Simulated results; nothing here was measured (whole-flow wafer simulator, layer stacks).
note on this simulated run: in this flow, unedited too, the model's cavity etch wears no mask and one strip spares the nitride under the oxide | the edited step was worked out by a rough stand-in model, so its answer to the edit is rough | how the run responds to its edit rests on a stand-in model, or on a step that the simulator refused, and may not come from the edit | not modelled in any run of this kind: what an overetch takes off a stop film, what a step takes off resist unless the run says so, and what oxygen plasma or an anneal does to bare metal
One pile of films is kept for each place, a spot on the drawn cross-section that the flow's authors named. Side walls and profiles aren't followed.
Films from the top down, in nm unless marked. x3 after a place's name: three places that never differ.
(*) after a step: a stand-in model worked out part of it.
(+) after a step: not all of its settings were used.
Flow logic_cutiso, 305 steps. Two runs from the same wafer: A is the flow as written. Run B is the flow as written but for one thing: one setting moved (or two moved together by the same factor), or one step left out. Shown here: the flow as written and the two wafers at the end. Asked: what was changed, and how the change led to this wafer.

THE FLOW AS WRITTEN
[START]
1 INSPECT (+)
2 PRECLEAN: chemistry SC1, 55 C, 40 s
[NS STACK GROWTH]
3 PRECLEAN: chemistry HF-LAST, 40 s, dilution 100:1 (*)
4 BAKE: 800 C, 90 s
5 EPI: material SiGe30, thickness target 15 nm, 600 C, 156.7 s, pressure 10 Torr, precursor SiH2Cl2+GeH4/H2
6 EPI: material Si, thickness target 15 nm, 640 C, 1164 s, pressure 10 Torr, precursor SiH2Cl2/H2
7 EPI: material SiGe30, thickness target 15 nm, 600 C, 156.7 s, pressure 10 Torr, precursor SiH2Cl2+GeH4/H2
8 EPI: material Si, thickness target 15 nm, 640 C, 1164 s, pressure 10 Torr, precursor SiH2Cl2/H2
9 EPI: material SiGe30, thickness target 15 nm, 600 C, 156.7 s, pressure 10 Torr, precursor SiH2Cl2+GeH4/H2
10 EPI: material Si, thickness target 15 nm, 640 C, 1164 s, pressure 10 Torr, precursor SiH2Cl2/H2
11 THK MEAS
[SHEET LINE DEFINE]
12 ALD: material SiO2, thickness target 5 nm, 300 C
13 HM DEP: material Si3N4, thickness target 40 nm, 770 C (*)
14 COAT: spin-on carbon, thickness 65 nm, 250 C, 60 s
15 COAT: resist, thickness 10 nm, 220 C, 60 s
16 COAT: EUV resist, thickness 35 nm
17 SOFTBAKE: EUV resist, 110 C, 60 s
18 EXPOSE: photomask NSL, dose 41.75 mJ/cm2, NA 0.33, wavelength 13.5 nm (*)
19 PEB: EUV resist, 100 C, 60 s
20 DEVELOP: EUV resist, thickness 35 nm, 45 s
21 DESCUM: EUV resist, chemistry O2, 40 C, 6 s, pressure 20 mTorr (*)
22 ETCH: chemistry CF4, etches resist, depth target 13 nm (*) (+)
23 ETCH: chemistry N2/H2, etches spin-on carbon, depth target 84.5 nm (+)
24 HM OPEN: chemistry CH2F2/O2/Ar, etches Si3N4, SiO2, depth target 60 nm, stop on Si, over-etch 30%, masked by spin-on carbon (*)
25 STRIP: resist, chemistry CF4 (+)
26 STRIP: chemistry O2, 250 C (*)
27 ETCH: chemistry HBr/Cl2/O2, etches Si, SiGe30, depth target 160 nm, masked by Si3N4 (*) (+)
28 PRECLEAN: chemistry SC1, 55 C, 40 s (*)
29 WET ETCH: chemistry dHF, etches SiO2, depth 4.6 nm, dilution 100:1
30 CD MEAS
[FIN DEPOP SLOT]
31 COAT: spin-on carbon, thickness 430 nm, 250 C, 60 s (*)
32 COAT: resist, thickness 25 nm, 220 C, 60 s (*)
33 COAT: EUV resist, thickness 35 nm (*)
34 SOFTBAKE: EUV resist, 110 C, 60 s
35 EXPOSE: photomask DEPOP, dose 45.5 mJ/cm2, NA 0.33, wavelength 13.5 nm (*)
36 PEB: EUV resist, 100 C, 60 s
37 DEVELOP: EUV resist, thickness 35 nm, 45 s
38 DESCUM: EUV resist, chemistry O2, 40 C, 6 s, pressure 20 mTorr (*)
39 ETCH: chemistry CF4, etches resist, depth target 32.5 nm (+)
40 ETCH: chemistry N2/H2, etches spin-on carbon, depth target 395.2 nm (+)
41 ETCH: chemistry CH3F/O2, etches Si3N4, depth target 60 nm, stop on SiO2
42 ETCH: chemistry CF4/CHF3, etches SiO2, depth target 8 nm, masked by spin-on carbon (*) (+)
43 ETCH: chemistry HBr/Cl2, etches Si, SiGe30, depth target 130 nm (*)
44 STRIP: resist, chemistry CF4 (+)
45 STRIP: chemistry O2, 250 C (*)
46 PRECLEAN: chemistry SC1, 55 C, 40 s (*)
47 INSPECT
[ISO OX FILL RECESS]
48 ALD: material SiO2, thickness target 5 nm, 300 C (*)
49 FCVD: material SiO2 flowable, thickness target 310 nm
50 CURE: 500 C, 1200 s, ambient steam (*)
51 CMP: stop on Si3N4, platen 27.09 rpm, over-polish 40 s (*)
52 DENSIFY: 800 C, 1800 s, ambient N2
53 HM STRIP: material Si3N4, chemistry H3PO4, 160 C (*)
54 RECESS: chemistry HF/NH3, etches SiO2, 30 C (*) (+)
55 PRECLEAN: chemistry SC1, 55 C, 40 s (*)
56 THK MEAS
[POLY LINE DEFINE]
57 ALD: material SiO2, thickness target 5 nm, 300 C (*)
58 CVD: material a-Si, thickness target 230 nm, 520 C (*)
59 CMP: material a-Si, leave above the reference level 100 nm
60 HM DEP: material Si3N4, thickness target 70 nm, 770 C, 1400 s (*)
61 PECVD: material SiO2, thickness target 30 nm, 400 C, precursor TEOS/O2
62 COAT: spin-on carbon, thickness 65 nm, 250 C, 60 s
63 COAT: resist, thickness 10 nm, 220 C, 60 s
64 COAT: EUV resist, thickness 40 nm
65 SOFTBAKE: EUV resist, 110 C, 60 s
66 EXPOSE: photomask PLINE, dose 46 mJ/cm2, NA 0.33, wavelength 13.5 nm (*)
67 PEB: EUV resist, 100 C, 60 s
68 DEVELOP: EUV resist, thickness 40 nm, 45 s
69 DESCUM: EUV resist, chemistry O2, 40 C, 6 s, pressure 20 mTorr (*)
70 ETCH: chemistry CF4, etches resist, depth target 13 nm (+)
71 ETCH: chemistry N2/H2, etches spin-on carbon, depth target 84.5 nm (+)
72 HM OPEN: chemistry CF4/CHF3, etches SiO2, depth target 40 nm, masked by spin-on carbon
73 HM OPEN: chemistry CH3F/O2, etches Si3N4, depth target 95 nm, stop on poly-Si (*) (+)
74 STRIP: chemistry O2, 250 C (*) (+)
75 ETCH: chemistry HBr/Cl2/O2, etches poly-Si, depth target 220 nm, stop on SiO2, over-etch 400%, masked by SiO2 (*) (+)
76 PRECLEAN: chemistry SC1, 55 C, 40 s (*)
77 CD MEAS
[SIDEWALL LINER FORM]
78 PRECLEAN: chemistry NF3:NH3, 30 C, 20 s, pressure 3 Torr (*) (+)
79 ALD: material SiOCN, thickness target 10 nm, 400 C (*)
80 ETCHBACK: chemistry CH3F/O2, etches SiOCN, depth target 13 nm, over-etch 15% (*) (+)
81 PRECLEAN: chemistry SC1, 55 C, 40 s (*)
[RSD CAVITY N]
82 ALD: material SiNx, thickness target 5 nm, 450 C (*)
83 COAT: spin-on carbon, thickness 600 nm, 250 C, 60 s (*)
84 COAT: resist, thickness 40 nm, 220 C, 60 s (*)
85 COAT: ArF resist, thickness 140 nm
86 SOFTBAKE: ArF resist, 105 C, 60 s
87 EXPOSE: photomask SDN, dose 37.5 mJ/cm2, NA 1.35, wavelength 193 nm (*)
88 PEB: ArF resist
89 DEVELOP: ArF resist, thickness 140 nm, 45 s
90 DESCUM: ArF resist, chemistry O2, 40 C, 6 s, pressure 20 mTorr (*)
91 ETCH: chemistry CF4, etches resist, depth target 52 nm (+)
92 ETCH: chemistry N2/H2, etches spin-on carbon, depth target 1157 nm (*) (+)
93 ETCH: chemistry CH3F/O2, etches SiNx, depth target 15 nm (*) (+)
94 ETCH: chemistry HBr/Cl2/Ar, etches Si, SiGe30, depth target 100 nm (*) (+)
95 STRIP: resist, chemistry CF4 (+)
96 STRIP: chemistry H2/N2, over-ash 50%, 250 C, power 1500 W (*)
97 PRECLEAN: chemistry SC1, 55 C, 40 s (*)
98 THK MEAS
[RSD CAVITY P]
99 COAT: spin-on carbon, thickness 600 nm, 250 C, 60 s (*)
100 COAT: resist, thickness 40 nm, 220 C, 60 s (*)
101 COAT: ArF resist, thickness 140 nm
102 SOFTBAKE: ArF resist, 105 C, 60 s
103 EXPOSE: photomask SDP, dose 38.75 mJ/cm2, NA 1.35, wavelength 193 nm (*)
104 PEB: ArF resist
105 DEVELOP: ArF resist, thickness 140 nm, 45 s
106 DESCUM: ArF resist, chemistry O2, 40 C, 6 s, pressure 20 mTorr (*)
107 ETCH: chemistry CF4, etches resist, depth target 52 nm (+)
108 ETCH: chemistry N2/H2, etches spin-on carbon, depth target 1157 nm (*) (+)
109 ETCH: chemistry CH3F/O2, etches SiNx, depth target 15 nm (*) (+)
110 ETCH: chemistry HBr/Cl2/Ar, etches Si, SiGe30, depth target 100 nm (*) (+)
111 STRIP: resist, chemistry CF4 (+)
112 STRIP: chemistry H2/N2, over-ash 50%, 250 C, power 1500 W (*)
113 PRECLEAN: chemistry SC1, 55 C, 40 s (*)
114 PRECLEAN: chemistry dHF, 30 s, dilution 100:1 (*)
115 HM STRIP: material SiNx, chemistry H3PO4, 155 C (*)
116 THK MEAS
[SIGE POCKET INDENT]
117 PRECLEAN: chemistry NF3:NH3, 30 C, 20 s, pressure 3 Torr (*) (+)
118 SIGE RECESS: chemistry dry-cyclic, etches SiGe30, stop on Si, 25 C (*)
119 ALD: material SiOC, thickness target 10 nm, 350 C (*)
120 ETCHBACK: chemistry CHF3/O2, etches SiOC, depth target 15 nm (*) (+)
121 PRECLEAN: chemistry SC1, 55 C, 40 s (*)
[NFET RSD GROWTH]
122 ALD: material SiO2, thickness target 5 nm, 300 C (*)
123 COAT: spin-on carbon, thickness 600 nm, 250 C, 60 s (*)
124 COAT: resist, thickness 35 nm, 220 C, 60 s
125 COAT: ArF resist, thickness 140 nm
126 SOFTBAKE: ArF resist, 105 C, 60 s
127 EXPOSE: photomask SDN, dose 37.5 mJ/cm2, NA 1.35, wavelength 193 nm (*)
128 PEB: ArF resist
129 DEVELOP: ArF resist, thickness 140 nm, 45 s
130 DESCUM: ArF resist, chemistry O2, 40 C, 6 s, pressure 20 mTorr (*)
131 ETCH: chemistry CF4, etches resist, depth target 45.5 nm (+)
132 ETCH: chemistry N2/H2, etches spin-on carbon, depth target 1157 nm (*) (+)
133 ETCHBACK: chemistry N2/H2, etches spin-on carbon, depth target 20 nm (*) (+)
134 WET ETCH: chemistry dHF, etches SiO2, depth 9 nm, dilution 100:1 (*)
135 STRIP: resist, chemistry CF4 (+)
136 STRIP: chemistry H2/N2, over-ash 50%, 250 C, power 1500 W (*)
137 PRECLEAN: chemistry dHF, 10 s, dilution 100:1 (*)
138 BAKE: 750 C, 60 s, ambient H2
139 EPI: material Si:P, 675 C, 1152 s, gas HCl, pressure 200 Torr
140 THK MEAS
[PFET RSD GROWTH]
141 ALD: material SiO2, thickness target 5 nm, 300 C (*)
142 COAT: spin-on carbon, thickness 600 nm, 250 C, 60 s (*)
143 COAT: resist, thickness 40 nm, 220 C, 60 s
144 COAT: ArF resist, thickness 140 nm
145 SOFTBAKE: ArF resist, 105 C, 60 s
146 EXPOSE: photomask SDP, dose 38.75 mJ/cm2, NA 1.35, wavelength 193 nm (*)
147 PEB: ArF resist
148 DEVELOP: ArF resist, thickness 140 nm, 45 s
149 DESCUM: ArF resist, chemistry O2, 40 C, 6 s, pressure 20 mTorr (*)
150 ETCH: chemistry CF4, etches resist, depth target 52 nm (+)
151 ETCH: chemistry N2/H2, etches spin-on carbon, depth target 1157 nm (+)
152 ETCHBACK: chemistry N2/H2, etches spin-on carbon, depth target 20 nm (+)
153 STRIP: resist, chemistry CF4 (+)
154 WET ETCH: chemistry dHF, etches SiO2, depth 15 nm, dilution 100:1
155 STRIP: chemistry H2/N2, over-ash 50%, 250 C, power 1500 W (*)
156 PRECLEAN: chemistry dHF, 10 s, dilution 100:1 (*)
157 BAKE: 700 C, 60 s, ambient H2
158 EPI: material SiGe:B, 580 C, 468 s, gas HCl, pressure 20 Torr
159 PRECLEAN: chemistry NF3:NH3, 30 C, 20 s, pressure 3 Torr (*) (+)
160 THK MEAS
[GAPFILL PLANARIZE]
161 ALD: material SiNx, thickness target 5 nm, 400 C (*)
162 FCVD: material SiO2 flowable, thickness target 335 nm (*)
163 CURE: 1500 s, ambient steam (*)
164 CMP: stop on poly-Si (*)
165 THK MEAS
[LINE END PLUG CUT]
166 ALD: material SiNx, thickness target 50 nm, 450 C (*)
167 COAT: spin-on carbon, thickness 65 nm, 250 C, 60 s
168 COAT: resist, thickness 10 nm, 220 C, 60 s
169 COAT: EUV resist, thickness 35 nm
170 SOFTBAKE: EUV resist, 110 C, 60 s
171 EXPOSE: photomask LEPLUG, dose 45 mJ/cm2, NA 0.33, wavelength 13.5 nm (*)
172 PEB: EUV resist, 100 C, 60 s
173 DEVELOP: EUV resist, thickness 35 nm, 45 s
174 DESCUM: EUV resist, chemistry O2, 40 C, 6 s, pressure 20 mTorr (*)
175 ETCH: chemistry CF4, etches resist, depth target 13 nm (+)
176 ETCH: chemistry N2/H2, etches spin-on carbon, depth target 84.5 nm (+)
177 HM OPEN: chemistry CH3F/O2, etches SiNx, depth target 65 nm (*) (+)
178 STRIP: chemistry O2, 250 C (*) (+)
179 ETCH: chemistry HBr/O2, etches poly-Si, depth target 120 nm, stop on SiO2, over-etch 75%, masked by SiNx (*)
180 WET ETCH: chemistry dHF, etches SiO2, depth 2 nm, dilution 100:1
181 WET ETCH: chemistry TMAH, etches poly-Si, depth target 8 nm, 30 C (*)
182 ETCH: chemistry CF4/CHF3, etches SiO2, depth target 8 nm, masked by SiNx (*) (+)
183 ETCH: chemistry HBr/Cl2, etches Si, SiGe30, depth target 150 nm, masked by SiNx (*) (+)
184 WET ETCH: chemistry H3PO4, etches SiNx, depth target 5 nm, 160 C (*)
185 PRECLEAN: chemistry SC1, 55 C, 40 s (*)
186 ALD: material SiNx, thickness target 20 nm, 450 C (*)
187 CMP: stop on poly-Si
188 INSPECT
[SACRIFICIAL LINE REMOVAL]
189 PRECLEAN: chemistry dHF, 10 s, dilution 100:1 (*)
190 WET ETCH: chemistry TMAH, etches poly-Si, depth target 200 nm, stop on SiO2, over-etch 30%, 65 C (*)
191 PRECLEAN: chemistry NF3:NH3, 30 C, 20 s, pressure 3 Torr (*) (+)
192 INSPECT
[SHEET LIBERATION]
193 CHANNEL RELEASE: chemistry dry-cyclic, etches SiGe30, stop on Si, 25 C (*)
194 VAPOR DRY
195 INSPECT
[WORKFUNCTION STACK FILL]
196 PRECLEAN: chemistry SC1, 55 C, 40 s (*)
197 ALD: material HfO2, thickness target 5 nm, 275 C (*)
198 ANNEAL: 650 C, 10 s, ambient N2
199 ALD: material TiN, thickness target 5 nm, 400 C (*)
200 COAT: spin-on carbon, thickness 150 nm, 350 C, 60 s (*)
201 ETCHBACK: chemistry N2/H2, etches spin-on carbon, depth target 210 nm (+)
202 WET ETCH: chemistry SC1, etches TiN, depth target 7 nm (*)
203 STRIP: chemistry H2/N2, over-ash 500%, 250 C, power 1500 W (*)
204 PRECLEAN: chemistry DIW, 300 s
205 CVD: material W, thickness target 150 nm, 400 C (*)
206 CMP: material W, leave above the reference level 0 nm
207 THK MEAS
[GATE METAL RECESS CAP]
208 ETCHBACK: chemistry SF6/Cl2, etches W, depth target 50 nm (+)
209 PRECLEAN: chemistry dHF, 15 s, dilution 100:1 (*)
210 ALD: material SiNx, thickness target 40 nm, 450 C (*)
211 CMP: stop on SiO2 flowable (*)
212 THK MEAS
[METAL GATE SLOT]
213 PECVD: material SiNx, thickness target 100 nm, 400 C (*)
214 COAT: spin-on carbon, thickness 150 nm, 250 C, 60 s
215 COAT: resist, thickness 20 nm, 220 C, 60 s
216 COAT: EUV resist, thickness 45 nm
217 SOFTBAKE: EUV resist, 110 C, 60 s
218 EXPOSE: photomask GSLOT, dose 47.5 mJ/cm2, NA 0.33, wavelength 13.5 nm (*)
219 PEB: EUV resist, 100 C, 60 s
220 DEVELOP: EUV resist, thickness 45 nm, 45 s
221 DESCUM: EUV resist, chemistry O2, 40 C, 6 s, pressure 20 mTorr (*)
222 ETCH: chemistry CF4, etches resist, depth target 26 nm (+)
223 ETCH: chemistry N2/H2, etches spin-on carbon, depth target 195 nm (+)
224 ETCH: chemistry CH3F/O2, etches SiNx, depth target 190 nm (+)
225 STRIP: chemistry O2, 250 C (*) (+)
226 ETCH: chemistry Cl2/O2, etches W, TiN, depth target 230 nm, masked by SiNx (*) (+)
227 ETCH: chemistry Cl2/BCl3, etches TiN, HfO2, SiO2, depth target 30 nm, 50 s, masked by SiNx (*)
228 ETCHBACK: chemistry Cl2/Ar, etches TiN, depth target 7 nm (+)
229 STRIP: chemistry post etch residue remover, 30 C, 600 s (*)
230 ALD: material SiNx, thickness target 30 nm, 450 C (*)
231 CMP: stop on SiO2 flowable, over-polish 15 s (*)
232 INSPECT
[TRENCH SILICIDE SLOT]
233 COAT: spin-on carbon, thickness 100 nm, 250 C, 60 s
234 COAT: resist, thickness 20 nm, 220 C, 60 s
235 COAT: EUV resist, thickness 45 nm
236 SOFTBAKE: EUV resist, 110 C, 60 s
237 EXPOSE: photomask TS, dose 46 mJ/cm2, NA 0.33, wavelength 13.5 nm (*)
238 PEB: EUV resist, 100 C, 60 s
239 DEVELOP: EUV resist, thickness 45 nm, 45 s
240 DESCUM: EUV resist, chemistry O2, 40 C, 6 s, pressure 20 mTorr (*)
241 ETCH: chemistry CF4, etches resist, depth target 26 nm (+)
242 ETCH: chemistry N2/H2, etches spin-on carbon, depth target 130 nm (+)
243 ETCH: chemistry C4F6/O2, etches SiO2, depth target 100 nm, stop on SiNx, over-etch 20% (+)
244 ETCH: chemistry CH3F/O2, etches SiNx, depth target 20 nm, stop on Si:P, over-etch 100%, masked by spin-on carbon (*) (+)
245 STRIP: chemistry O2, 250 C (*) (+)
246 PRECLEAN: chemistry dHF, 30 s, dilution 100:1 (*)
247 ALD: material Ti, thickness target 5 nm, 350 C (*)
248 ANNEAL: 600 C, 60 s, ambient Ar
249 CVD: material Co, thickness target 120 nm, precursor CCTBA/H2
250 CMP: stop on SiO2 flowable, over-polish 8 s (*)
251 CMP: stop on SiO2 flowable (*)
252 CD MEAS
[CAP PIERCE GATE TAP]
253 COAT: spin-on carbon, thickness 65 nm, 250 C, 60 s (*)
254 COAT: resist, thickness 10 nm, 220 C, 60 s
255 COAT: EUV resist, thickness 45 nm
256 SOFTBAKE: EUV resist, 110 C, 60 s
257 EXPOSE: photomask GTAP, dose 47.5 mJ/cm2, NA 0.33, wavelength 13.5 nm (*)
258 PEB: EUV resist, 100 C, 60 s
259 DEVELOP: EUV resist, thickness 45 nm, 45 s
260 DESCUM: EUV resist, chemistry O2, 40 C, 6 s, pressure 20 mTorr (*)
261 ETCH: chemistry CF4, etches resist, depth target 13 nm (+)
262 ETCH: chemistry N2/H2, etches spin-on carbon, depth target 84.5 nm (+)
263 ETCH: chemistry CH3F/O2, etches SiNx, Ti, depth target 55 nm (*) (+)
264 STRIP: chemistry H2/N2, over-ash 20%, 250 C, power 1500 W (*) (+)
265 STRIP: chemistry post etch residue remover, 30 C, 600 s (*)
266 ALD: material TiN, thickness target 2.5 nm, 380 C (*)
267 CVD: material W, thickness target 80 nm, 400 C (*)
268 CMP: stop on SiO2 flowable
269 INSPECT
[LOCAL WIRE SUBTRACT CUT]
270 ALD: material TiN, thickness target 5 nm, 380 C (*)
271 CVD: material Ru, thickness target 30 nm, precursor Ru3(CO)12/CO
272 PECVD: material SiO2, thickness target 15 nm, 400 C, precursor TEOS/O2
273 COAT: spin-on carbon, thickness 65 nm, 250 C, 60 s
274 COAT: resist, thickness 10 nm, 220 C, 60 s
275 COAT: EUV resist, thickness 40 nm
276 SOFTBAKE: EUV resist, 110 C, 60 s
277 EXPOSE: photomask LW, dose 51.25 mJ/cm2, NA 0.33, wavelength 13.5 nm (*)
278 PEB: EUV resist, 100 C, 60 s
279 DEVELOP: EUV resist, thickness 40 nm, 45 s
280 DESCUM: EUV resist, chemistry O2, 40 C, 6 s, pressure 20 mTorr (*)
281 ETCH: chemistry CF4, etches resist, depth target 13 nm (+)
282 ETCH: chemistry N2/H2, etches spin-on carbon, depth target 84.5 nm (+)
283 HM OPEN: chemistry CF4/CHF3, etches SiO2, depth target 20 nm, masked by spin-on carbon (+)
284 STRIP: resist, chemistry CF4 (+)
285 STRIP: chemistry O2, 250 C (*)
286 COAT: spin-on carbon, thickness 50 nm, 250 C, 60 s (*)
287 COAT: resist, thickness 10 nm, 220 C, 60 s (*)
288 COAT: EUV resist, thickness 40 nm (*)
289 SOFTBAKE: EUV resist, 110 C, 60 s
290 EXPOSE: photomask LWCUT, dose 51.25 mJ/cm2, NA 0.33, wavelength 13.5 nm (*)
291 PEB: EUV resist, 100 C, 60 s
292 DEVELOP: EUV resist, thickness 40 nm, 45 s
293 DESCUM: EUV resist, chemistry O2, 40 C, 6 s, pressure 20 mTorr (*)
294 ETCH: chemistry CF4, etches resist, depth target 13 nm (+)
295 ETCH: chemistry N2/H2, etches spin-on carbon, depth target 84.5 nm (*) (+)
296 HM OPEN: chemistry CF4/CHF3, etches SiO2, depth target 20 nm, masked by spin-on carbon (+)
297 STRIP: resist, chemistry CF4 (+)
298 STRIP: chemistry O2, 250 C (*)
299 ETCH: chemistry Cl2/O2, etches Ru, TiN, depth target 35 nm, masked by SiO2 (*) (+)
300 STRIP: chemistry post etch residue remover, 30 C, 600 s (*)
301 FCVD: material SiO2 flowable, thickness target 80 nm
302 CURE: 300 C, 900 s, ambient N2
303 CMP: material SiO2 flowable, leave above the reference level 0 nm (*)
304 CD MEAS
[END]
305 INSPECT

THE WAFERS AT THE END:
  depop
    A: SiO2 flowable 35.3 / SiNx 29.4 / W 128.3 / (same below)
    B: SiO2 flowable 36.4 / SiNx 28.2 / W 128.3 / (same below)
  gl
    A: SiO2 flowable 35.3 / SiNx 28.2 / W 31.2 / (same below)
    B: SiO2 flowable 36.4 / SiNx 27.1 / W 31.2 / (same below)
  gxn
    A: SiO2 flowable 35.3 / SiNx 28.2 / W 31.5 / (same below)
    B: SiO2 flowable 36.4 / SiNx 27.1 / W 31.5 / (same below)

The cause: step 299, ETCH: depth target 52.5 nm was run, where the flow has depth target 35 nm.

How the change led to this, step by step:
  299 ETCH: chemistry Cl2/O2, etches Ru, TiN, depth target 35 nm, masked by SiO2 (*) (+)
      depop, dpovl, gfld and 9 more: A Ru -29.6 (all of it), TiN -5 (all of it) | B Ru -29.6 (all of it), TiN -5 (all of it), SiNx -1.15
      iso, rsdx: A Ru -29.6 (all of it), TiN -5 (all of it) | B Ru -29.6 (all of it), TiN -5 (all of it), SiO2 flowable -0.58
      (and at 5 more places)
  303 CMP: material SiO2 flowable, leave above the reference level 0 nm (*)
      depop, dpovl, isow, ns, nsgap: A SiO2 flowable -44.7 | B SiO2 flowable -43.6
